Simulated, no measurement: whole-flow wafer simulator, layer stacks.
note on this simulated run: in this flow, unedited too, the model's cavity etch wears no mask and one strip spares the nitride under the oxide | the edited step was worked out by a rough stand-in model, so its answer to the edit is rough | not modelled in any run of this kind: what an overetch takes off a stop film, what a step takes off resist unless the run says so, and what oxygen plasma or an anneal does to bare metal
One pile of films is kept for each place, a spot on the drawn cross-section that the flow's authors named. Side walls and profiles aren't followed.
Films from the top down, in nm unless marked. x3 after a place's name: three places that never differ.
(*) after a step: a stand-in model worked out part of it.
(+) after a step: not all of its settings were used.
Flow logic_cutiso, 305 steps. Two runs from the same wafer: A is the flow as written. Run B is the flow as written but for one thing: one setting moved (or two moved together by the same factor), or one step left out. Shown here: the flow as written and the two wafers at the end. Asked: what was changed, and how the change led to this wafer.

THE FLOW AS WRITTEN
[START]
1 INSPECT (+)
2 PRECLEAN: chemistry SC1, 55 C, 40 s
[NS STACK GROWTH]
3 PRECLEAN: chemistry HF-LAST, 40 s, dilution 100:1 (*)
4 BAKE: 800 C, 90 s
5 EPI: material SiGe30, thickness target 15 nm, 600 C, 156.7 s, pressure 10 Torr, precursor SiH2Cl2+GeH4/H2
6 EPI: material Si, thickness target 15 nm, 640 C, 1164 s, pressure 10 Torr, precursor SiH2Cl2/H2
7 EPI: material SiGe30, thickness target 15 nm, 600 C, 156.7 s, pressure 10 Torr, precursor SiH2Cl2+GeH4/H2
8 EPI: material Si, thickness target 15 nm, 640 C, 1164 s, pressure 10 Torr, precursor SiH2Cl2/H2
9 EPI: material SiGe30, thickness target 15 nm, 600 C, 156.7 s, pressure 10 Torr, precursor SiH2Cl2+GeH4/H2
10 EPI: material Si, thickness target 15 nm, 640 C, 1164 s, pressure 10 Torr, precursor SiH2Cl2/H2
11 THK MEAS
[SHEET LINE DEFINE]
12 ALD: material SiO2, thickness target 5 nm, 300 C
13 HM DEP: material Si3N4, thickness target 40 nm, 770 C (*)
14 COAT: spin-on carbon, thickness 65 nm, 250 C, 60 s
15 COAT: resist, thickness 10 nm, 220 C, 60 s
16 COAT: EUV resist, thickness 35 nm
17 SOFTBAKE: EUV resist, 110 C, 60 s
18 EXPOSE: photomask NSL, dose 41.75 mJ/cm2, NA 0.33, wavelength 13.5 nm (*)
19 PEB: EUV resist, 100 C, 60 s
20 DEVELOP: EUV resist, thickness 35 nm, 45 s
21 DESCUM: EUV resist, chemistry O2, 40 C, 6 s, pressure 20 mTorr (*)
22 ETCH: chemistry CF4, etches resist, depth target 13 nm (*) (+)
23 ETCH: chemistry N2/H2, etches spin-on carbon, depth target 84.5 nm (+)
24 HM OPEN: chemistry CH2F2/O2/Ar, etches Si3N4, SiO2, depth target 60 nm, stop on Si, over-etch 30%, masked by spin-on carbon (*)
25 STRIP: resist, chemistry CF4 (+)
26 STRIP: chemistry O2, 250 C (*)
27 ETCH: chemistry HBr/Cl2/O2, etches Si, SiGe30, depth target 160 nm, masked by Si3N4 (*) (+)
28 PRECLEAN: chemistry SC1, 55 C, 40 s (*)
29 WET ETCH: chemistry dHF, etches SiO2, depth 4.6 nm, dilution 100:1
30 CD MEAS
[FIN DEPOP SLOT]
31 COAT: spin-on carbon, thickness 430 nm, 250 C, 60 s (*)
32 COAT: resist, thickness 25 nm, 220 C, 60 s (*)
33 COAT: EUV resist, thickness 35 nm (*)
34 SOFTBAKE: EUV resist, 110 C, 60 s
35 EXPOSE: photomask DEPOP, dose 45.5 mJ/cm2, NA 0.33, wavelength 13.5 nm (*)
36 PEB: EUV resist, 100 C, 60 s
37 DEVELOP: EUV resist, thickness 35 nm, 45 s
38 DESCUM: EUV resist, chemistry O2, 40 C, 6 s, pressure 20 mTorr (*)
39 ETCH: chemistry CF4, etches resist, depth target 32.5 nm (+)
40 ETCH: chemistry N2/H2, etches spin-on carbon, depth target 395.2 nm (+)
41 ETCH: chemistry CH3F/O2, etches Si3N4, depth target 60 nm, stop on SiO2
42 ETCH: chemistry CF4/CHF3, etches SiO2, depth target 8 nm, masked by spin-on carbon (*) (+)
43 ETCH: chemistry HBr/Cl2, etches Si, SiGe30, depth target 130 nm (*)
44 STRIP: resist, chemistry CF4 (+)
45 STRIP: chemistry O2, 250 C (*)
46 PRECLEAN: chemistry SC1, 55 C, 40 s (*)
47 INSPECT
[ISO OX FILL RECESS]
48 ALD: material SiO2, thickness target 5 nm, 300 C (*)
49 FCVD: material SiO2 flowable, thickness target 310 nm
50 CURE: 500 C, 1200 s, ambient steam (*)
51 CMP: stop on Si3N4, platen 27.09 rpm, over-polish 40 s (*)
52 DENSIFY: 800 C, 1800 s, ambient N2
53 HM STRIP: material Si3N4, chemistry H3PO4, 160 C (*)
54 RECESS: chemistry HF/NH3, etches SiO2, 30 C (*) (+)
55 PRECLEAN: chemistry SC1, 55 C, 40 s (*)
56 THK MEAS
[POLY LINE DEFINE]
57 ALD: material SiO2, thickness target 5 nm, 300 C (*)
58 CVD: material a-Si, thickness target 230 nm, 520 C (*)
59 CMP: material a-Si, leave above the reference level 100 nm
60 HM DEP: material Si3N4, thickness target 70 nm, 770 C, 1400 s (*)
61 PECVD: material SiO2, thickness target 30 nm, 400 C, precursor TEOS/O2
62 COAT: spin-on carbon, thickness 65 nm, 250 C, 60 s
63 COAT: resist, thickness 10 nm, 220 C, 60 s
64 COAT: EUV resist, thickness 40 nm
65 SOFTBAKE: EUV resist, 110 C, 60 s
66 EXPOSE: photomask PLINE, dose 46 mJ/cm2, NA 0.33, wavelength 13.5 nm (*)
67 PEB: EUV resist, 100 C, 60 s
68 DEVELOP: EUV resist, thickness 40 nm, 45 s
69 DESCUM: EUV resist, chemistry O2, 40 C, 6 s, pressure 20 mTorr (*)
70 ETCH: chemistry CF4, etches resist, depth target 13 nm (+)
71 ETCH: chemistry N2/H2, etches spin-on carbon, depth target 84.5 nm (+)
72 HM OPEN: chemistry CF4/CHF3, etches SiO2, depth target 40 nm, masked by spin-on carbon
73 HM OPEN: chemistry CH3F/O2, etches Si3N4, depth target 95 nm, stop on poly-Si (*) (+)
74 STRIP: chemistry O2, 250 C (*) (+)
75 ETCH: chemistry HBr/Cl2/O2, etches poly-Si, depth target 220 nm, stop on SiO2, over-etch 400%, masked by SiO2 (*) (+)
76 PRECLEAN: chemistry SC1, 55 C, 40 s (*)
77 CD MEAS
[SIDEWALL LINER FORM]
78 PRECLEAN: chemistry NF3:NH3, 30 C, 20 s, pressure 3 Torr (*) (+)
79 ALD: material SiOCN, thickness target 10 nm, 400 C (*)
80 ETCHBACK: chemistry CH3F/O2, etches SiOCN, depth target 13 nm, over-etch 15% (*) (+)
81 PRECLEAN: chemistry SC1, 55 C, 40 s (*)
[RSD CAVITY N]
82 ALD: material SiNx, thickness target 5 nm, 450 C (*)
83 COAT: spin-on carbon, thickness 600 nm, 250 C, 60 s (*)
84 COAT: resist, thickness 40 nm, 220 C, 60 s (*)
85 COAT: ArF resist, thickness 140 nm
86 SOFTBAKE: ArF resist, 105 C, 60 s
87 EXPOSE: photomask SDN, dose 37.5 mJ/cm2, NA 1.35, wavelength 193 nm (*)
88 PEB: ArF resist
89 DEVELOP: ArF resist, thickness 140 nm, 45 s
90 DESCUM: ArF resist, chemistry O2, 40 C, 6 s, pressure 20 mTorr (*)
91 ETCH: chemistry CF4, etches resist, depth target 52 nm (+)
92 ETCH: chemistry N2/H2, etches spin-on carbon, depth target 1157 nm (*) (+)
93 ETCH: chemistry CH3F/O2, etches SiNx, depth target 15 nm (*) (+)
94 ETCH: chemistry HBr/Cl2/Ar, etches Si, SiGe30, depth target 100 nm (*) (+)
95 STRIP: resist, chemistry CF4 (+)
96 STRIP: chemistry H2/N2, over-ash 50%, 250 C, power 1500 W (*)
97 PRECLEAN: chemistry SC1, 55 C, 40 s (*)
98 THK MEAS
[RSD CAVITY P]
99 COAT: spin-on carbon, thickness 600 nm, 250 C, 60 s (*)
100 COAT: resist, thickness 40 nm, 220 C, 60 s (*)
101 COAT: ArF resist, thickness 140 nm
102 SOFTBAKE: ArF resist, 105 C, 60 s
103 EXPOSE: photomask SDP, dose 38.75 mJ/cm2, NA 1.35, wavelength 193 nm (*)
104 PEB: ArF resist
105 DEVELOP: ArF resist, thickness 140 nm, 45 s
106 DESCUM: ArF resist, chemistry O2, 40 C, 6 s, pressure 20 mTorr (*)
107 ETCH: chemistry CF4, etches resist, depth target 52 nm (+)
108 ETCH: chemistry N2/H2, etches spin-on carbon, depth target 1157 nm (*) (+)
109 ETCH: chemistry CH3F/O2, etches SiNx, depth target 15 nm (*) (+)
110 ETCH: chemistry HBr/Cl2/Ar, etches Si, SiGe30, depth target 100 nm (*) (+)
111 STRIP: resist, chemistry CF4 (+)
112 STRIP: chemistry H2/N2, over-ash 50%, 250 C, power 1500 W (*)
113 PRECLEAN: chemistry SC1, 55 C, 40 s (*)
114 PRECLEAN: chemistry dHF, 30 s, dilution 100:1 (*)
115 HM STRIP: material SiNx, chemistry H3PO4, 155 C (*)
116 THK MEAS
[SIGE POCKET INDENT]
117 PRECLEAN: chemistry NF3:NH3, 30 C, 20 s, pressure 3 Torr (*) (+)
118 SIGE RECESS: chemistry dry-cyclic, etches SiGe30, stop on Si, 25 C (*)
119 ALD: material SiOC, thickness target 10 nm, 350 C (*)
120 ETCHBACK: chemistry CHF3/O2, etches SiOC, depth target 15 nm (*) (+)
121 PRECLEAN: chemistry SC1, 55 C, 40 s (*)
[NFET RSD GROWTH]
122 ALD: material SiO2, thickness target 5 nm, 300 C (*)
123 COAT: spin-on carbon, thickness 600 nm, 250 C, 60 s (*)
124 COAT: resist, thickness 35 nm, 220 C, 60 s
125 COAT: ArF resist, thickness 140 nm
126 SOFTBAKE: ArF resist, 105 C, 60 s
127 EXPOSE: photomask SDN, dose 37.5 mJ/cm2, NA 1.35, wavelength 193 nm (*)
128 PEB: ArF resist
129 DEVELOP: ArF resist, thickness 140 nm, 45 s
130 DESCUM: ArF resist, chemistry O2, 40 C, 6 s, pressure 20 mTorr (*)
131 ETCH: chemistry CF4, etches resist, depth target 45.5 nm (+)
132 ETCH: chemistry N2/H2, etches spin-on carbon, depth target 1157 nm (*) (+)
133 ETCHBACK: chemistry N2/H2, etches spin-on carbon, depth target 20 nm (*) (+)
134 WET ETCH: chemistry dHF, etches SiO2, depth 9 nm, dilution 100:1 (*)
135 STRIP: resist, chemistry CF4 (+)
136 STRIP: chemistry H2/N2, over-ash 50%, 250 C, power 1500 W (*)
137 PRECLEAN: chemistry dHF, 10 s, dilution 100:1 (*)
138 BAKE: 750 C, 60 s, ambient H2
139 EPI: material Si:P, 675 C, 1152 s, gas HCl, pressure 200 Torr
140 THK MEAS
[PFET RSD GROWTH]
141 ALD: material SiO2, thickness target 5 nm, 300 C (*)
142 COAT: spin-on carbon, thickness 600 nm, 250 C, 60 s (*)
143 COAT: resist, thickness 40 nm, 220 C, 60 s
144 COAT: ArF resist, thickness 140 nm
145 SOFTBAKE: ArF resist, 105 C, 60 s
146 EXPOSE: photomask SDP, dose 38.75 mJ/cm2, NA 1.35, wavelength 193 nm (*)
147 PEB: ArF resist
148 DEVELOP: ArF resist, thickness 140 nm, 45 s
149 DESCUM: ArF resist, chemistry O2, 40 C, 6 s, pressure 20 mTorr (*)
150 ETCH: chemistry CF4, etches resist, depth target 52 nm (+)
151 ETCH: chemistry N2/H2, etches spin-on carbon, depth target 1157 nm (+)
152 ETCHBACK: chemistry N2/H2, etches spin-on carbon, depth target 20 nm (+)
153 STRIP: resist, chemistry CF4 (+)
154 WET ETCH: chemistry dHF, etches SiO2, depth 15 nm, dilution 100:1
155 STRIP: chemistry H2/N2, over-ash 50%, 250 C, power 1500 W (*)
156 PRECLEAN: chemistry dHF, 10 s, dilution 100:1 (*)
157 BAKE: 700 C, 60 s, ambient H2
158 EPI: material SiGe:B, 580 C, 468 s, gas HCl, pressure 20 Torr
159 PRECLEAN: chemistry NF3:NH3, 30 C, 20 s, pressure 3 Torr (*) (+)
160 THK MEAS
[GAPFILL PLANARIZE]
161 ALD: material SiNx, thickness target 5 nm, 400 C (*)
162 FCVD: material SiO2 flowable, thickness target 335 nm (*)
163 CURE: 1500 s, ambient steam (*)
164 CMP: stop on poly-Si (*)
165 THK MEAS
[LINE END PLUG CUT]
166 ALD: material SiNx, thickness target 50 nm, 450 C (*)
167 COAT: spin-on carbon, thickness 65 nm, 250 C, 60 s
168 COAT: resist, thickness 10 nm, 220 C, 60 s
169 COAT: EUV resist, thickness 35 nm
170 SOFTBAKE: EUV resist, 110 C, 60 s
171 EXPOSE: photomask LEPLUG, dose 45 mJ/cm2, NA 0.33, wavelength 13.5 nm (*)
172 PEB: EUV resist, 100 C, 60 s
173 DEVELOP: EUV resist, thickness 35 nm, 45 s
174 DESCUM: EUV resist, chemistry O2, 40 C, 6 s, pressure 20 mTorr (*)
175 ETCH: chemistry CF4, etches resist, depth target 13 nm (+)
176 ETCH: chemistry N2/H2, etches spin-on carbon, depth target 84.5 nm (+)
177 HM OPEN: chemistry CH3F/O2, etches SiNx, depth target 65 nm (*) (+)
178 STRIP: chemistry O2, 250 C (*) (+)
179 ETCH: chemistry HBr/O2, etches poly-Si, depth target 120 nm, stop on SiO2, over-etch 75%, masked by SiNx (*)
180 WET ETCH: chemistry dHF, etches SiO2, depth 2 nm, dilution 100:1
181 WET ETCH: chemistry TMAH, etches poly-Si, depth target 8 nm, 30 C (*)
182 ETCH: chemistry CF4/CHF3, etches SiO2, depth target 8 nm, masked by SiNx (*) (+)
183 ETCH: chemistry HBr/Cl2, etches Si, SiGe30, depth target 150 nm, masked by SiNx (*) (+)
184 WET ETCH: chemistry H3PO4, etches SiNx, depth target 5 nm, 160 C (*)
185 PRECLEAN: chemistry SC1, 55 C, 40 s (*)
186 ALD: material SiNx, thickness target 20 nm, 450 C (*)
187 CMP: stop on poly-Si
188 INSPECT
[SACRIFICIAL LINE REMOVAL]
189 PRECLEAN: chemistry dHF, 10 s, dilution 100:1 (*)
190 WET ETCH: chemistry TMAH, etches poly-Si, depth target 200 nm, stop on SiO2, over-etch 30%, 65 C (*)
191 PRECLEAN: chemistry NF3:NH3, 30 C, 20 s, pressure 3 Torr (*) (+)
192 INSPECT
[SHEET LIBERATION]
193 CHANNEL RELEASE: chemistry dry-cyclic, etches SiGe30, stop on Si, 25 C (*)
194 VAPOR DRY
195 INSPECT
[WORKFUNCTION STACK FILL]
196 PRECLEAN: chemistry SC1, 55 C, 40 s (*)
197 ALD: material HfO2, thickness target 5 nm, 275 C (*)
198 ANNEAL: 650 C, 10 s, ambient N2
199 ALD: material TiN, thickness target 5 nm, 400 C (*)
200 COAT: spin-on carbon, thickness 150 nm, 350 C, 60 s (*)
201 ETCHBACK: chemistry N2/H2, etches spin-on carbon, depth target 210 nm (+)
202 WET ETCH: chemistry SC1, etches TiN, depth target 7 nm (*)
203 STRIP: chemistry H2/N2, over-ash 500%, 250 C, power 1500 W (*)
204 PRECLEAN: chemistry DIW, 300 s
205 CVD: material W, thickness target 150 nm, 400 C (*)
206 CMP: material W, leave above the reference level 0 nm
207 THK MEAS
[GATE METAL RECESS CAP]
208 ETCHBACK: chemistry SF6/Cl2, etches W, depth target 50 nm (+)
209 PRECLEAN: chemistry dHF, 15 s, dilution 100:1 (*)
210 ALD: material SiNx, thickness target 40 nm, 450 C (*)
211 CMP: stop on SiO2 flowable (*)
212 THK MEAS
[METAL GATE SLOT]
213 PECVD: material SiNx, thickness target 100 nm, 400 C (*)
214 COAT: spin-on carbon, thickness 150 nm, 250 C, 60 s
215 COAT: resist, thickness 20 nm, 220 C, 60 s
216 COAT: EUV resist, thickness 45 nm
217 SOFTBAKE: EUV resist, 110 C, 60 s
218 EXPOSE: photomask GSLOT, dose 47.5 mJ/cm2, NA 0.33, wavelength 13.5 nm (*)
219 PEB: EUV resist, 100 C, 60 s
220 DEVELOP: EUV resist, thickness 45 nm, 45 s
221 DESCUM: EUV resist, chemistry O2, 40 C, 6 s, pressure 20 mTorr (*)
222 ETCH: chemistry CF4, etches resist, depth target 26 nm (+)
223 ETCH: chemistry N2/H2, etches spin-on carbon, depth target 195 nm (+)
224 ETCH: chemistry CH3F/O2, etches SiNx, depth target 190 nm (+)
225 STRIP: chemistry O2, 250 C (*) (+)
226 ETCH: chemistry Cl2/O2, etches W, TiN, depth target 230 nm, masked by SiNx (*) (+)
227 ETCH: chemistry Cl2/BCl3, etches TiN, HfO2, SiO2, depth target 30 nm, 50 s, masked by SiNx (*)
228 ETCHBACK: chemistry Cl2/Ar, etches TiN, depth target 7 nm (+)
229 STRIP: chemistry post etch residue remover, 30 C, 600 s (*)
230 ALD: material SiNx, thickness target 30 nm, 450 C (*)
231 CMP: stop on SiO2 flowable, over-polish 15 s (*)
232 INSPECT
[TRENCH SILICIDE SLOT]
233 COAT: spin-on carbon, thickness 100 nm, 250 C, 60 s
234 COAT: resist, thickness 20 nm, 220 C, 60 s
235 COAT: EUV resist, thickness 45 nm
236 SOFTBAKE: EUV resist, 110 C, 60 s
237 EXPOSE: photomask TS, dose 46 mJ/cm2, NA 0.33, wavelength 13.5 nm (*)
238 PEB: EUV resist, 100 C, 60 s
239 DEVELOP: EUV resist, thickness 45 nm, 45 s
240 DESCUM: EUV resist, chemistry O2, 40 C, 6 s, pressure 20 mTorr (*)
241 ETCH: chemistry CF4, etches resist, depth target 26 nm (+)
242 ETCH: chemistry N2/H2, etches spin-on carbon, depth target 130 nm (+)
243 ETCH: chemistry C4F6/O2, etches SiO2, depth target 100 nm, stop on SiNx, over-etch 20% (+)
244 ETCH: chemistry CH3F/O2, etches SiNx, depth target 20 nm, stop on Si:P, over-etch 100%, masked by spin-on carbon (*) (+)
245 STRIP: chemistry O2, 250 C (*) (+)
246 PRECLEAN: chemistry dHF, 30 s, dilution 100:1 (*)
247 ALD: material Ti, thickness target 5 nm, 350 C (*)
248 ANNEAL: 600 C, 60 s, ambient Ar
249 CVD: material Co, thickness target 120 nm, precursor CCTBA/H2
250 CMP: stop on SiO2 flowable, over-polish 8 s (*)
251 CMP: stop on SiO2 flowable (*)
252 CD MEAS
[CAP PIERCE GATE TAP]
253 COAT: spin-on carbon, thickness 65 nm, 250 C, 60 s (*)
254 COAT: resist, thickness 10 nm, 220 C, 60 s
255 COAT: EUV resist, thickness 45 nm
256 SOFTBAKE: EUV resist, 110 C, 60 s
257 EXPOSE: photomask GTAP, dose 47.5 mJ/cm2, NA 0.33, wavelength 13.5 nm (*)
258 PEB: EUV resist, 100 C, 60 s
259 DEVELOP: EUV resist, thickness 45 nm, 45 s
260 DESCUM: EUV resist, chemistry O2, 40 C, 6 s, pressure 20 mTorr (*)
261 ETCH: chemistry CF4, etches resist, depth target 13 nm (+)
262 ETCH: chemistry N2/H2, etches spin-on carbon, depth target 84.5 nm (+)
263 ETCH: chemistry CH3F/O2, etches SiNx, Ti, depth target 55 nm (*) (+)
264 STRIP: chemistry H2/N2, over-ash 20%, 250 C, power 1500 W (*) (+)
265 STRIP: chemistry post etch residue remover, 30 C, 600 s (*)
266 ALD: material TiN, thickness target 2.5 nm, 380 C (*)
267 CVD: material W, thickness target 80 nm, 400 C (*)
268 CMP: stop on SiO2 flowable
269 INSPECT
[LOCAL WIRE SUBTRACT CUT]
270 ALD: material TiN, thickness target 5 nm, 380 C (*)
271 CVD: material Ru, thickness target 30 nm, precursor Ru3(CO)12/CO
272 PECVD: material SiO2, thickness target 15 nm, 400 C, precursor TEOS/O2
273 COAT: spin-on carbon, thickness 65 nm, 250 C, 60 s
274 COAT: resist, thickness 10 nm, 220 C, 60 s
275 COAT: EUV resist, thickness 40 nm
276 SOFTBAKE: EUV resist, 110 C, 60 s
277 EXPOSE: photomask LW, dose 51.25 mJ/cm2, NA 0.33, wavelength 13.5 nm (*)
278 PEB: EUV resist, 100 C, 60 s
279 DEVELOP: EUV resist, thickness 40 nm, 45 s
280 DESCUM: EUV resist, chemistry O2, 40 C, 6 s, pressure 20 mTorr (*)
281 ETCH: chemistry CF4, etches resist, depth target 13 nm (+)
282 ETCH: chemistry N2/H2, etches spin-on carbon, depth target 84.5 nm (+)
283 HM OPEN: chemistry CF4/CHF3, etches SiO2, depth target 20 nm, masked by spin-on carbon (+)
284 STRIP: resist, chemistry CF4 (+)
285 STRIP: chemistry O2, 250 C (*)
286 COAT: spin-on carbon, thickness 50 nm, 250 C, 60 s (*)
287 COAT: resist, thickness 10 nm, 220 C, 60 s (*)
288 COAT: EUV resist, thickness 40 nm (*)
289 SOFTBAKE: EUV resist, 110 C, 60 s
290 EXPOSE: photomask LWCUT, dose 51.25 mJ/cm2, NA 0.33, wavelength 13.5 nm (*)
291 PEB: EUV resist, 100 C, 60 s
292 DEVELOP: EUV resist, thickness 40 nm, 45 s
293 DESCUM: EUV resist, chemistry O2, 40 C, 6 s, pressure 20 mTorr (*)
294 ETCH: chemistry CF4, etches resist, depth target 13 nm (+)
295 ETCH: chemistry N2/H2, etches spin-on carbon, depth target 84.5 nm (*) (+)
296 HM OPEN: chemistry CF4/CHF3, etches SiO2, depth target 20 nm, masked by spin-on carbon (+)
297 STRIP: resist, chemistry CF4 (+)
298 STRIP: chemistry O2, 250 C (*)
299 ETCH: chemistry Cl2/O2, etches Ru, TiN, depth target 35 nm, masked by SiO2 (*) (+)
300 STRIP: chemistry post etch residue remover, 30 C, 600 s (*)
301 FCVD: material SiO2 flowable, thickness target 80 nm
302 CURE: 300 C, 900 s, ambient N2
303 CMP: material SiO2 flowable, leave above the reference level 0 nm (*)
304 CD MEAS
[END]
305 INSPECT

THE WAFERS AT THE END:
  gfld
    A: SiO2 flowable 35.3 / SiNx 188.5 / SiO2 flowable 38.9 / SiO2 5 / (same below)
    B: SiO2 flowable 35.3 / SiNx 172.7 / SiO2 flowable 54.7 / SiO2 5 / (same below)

The cause: step 227, ETCH: depth target 14.2 nm was run, where the flow has depth target 30 nm; step 227, ETCH: 23.8 s was run, where the flow has 50 s.

How the change led to this, step by step:
  227 ETCH: chemistry Cl2/BCl3, etches TiN, HfO2, SiO2, depth target 30 nm, 50 s, masked by SiNx (*)
      depop, dpovl, gl and 18 more: A SiNx -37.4 | B SiNx -17.8
      gfld: A HfO2 -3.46 (all of it), SiO2 flowable -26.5 | B HfO2 -3.46 (all of it), SiO2 flowable -10.7
  231 CMP: stop on SiO2 flowable, over-polish 15 s (*)
      depop, dpovl, gl and 9 more: A SiNx -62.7 | B SiNx -82.3
      lnr, lnri, lnrp, lnrt: A SiNx -61 (all of it), SiOCN -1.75 | B SiNx -80.6 (all of it), SiOCN -1.75
      (and at 6 more places)
